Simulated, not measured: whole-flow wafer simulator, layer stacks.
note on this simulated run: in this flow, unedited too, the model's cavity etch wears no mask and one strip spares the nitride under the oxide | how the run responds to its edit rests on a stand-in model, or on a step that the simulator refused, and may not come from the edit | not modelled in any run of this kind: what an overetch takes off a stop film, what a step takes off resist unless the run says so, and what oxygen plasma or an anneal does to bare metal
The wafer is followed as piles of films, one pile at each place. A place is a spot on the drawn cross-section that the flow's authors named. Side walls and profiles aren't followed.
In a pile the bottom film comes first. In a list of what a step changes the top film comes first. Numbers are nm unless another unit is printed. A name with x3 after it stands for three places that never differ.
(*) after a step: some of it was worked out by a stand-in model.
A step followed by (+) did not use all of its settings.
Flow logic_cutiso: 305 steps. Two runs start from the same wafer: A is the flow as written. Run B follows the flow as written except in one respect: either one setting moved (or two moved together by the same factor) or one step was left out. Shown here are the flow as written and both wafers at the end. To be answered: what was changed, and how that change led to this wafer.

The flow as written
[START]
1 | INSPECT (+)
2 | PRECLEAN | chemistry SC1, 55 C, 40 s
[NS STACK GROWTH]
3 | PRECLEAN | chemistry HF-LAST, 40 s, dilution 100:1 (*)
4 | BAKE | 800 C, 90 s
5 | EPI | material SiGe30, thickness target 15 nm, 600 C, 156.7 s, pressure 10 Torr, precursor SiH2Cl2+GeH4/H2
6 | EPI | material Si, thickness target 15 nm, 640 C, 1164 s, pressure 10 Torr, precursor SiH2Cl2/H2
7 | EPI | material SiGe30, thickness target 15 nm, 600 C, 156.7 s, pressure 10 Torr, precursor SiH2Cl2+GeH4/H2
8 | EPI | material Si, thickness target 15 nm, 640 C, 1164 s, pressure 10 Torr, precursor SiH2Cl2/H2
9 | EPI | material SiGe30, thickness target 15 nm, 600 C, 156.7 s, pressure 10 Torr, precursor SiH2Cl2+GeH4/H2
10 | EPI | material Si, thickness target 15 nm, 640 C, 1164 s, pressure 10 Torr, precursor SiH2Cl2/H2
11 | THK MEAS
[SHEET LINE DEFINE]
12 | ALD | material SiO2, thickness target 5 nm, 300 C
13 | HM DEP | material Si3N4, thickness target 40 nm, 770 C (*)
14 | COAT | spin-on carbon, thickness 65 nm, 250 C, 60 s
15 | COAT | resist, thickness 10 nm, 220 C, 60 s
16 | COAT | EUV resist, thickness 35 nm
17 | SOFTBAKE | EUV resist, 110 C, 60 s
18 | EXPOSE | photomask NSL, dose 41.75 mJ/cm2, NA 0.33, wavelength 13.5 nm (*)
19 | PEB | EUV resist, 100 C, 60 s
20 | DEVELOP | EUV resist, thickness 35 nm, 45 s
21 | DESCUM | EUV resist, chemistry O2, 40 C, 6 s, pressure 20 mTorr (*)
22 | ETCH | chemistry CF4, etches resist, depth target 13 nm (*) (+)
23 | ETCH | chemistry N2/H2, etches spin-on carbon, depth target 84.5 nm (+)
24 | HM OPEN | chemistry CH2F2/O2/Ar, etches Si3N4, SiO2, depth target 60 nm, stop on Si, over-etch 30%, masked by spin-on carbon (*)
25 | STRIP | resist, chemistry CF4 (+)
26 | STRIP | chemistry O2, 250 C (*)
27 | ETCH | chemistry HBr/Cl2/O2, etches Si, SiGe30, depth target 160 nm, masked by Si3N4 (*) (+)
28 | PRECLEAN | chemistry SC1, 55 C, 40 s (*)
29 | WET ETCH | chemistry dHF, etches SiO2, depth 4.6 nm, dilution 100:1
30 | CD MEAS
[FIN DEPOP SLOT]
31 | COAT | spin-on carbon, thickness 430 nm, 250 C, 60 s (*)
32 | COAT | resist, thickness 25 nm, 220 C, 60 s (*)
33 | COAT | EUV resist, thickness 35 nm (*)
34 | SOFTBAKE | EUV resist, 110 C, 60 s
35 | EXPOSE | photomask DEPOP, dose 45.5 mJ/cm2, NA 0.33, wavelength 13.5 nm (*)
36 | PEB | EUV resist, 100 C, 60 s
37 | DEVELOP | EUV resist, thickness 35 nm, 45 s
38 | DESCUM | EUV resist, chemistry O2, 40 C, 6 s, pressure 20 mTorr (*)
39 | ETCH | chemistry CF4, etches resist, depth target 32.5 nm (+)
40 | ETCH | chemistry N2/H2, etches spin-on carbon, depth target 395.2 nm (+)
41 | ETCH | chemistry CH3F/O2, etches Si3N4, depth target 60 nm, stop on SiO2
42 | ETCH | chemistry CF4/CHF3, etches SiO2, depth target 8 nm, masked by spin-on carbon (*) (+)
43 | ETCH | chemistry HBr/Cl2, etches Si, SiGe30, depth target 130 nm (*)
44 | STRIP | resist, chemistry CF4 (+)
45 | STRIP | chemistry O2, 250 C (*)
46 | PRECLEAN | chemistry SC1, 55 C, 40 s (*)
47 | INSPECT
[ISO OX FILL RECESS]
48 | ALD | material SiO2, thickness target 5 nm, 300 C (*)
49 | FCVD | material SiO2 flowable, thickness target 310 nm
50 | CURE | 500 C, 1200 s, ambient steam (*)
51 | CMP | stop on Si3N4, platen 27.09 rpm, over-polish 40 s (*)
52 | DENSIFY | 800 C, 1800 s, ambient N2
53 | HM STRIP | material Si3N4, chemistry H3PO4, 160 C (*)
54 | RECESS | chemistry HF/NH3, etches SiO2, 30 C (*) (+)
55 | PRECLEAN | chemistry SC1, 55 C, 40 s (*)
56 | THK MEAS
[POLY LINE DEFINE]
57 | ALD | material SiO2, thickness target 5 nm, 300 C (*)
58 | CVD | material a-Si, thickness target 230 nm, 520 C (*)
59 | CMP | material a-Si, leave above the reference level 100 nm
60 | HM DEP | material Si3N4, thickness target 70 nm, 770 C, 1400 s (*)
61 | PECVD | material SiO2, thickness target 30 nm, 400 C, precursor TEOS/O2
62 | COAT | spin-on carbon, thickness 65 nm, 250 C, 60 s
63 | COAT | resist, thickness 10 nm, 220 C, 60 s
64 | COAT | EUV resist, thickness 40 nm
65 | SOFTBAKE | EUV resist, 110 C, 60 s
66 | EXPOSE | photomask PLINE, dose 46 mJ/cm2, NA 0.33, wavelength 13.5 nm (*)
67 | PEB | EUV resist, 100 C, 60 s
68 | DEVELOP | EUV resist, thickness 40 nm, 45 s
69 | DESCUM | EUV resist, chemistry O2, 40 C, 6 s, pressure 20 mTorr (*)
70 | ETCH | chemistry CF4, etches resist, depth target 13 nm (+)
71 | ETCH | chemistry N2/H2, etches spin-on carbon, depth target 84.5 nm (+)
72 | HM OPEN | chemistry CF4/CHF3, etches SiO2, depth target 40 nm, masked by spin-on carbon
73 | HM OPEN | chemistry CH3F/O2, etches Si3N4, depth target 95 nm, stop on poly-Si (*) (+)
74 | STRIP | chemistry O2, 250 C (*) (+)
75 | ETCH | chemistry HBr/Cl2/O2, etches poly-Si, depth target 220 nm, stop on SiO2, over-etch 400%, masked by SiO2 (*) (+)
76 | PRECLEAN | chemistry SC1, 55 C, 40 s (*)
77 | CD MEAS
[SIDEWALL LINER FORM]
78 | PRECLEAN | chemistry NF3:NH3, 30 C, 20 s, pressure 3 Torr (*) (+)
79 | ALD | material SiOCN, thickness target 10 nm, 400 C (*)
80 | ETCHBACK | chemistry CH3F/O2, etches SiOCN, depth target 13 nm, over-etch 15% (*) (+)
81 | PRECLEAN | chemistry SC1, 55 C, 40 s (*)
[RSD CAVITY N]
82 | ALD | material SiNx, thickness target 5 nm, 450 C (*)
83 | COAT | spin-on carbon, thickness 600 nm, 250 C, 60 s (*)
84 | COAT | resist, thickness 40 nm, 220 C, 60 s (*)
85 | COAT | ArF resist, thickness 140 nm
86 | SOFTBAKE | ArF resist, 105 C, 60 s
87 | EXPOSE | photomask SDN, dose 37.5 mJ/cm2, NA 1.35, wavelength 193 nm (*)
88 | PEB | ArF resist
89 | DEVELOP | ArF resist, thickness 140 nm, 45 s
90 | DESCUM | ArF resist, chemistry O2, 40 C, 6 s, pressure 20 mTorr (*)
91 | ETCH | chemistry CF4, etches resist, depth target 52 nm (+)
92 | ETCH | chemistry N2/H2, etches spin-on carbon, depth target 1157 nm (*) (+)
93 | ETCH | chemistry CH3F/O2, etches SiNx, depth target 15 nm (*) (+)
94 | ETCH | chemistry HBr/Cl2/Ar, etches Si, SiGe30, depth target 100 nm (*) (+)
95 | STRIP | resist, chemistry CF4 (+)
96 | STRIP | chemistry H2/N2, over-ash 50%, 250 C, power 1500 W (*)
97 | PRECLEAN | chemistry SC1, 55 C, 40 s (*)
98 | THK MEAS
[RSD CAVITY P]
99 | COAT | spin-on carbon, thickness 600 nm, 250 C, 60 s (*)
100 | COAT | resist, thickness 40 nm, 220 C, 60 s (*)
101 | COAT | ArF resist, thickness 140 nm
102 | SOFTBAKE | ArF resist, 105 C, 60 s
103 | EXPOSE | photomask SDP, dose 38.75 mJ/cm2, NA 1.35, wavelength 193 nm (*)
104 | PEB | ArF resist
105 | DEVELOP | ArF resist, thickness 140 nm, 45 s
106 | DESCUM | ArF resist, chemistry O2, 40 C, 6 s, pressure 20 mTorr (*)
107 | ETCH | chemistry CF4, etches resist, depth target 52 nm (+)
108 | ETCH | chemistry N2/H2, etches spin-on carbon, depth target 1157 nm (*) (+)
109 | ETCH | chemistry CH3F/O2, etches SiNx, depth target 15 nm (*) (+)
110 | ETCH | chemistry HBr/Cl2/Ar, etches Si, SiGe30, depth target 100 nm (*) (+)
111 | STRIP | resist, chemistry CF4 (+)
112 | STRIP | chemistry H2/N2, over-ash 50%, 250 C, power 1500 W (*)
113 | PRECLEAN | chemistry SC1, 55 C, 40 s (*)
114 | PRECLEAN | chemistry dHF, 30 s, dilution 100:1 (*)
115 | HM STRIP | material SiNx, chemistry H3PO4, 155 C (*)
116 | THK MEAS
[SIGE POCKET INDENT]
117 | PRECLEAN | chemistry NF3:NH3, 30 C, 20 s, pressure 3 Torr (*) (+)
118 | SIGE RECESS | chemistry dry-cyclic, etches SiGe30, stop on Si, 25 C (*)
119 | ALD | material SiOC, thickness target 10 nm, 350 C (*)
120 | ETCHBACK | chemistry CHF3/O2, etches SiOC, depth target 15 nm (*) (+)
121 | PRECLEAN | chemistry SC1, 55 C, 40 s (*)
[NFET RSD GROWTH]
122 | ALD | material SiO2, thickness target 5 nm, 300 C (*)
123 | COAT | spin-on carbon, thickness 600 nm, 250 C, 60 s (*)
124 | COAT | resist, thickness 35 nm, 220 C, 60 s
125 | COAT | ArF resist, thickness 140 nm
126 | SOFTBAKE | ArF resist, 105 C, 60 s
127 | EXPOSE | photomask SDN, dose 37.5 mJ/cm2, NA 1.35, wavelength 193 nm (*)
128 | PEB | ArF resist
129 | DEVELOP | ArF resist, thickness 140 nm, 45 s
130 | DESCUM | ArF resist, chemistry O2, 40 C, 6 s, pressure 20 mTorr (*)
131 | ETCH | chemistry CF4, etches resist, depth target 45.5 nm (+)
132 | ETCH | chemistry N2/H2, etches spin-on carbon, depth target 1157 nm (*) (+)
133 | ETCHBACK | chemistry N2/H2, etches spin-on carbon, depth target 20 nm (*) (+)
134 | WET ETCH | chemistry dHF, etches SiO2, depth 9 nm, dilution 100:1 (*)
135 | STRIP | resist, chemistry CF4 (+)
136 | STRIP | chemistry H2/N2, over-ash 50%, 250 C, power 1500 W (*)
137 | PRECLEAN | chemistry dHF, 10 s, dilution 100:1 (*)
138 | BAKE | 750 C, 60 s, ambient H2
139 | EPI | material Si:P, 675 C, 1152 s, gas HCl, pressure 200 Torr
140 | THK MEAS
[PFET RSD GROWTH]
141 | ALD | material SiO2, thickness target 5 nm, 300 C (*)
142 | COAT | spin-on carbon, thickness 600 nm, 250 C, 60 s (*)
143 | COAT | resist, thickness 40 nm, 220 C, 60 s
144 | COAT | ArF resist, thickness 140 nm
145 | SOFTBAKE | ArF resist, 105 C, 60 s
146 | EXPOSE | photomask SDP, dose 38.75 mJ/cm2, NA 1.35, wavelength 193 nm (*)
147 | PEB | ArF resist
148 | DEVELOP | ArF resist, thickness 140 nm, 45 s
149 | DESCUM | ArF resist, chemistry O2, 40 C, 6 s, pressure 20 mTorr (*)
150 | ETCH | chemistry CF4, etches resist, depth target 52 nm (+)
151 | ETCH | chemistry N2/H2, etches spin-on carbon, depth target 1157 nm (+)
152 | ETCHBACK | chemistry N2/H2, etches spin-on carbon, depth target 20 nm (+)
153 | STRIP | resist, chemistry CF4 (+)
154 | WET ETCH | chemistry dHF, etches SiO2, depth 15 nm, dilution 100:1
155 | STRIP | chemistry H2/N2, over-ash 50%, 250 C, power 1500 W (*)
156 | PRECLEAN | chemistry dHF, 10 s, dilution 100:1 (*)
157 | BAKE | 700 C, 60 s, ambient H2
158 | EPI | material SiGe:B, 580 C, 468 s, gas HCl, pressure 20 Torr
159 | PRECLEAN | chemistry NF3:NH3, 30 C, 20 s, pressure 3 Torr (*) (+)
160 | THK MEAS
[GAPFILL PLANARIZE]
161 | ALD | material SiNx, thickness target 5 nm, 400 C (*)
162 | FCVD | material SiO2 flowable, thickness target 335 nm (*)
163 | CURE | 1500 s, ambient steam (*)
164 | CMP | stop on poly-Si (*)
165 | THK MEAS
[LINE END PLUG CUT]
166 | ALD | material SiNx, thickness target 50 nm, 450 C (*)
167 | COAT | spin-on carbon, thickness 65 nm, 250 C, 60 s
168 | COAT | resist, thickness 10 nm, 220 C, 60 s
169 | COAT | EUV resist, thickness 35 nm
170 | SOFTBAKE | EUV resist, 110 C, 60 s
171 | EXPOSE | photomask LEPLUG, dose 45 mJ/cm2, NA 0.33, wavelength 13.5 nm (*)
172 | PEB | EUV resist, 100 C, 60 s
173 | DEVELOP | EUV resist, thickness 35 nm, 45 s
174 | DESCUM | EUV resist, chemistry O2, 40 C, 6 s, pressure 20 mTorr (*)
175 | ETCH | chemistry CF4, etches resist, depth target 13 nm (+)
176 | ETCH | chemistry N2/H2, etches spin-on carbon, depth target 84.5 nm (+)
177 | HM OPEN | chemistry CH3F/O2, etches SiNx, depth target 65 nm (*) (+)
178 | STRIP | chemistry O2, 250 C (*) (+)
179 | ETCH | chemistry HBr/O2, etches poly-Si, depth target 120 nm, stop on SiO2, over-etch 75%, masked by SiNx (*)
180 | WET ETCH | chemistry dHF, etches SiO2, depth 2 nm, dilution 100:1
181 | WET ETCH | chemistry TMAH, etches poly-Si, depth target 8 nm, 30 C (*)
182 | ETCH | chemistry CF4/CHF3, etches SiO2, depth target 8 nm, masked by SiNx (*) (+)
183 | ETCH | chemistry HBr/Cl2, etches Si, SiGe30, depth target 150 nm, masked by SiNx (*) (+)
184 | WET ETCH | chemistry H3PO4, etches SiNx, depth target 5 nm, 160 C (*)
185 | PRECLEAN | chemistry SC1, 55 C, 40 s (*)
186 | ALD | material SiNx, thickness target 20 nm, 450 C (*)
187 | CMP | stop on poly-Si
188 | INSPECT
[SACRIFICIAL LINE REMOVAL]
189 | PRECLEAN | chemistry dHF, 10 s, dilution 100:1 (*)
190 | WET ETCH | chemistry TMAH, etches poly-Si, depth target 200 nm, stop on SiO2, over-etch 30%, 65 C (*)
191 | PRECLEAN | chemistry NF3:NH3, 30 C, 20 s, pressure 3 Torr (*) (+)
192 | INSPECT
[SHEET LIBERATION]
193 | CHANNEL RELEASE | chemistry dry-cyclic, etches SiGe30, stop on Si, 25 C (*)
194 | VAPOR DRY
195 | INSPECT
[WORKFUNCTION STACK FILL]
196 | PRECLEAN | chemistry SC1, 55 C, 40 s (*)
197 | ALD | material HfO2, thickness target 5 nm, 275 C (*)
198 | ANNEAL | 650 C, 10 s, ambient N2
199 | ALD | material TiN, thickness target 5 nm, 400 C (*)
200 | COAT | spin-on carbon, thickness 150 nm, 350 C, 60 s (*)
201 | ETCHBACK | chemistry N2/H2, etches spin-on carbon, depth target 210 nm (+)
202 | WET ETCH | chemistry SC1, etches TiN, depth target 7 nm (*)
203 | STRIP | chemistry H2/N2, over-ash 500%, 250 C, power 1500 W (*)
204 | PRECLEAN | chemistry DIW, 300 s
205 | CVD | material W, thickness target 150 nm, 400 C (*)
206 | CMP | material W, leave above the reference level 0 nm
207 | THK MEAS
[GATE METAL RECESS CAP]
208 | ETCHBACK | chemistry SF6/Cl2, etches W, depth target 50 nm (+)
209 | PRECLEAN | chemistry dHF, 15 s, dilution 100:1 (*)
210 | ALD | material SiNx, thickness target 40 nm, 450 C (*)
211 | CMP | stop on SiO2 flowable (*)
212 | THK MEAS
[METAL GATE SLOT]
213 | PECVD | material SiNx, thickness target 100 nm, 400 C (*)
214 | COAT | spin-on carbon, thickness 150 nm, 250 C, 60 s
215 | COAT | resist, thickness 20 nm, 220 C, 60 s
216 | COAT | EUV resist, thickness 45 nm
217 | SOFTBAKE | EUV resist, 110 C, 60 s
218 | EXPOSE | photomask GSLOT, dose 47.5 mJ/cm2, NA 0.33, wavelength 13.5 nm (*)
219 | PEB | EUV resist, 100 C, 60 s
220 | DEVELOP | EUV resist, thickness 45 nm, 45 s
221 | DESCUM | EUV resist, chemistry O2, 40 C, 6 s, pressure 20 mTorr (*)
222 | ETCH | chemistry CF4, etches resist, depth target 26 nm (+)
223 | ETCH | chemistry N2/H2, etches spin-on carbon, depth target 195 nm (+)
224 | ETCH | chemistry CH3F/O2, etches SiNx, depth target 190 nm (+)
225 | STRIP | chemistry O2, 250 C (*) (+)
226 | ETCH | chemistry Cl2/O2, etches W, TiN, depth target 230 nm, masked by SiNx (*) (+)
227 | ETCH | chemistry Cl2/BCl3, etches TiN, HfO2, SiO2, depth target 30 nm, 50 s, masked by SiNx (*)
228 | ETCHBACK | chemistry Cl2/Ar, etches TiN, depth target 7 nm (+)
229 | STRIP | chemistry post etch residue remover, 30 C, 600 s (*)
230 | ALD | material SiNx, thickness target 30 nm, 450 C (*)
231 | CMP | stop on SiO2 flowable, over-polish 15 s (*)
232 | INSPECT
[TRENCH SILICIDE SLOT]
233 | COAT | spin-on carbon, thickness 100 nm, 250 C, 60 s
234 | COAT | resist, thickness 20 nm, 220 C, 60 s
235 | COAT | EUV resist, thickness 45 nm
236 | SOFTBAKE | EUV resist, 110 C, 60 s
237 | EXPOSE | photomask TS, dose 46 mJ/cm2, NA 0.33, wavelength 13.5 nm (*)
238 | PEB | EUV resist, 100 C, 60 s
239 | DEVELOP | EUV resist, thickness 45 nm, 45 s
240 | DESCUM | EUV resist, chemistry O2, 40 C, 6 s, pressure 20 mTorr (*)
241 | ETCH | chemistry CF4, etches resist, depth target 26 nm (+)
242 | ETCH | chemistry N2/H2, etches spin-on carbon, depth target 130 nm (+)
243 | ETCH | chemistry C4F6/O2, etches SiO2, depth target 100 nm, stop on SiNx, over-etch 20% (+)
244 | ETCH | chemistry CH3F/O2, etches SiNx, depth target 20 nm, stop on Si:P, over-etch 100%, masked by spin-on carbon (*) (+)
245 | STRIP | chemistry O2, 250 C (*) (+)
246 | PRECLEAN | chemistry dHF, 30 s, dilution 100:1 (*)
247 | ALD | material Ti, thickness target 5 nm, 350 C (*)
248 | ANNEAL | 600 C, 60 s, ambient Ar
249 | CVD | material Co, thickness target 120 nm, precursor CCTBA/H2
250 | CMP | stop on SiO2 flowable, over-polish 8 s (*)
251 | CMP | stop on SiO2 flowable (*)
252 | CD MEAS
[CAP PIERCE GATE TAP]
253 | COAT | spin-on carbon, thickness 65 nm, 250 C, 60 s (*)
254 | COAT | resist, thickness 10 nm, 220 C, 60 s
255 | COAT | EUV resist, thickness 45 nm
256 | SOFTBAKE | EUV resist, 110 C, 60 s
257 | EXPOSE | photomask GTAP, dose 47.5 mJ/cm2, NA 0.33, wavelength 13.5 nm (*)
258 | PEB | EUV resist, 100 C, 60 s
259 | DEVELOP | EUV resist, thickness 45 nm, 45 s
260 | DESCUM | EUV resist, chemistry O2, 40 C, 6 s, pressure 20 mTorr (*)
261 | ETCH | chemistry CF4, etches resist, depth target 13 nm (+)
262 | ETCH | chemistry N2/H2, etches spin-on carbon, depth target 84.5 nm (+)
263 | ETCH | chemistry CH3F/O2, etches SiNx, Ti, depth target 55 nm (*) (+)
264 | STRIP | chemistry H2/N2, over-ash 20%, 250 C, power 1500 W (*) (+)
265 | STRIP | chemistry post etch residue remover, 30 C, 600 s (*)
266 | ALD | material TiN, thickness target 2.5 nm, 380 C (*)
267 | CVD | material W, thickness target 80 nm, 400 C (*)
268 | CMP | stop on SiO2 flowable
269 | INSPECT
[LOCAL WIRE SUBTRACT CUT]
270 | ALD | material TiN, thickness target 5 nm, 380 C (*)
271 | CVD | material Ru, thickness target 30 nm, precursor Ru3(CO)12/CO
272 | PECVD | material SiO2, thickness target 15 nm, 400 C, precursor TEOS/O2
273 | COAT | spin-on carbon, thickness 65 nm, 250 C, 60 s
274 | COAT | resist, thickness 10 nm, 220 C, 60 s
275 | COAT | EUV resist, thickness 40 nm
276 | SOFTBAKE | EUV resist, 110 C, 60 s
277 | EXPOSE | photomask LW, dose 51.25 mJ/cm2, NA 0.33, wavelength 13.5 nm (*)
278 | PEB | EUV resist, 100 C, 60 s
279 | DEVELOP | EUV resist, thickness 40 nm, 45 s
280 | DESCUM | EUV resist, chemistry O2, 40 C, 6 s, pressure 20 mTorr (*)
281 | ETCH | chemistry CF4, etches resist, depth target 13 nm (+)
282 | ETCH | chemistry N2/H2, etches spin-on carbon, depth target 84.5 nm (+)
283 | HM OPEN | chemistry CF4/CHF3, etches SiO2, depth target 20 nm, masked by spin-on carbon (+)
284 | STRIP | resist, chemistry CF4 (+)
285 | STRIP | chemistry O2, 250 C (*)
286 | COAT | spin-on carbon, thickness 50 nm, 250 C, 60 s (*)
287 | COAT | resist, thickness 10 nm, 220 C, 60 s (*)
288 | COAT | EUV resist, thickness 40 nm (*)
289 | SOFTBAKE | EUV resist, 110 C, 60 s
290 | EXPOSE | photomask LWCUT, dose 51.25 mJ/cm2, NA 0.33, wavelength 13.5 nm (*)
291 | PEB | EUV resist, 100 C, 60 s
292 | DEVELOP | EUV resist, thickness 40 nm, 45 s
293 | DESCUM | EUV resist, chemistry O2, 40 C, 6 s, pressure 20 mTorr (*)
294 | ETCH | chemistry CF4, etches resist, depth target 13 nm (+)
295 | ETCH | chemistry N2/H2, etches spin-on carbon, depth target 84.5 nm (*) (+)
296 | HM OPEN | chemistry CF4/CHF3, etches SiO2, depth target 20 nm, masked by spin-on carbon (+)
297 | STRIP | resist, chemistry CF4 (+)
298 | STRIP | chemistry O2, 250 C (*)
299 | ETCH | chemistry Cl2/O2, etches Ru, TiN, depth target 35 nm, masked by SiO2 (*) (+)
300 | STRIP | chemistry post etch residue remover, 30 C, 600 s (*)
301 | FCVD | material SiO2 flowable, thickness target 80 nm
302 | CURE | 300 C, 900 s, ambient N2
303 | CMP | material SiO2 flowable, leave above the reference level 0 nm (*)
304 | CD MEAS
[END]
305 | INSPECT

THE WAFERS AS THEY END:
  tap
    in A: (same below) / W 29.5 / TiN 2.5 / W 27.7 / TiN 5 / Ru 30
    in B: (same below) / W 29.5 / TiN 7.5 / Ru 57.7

Cause: step 267, CVD: material W, thickness target 80 nm, 400 C (*), was not run.

Step by step, how the change led to this:
  268 | CMP | stop on SiO2 flowable
      depop, dpovl, gfld and 9 more: A -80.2 W (all of it), -2.5 TiN (all of it), -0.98 SiNx | B -2.5 TiN (all of it), -0.98 SiNx
      lnr, lnri, lnrp, lnrt: A -80 W (all of it), -2.5 TiN (all of it), -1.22 SiOCN | B -2.5 TiN (all of it), -1.22 SiOCN
      (and at 6 other places as well)
  270 | ALD | material TiN, thickness target 5 nm, 380 C (*)
      tap: A +5 TiN (new film) | B +5 TiN
  271 | CVD | material Ru, thickness target 30 nm, precursor Ru3(CO)12/CO
      tap: A +30 Ru (new film) | B +57.7 Ru (new film)
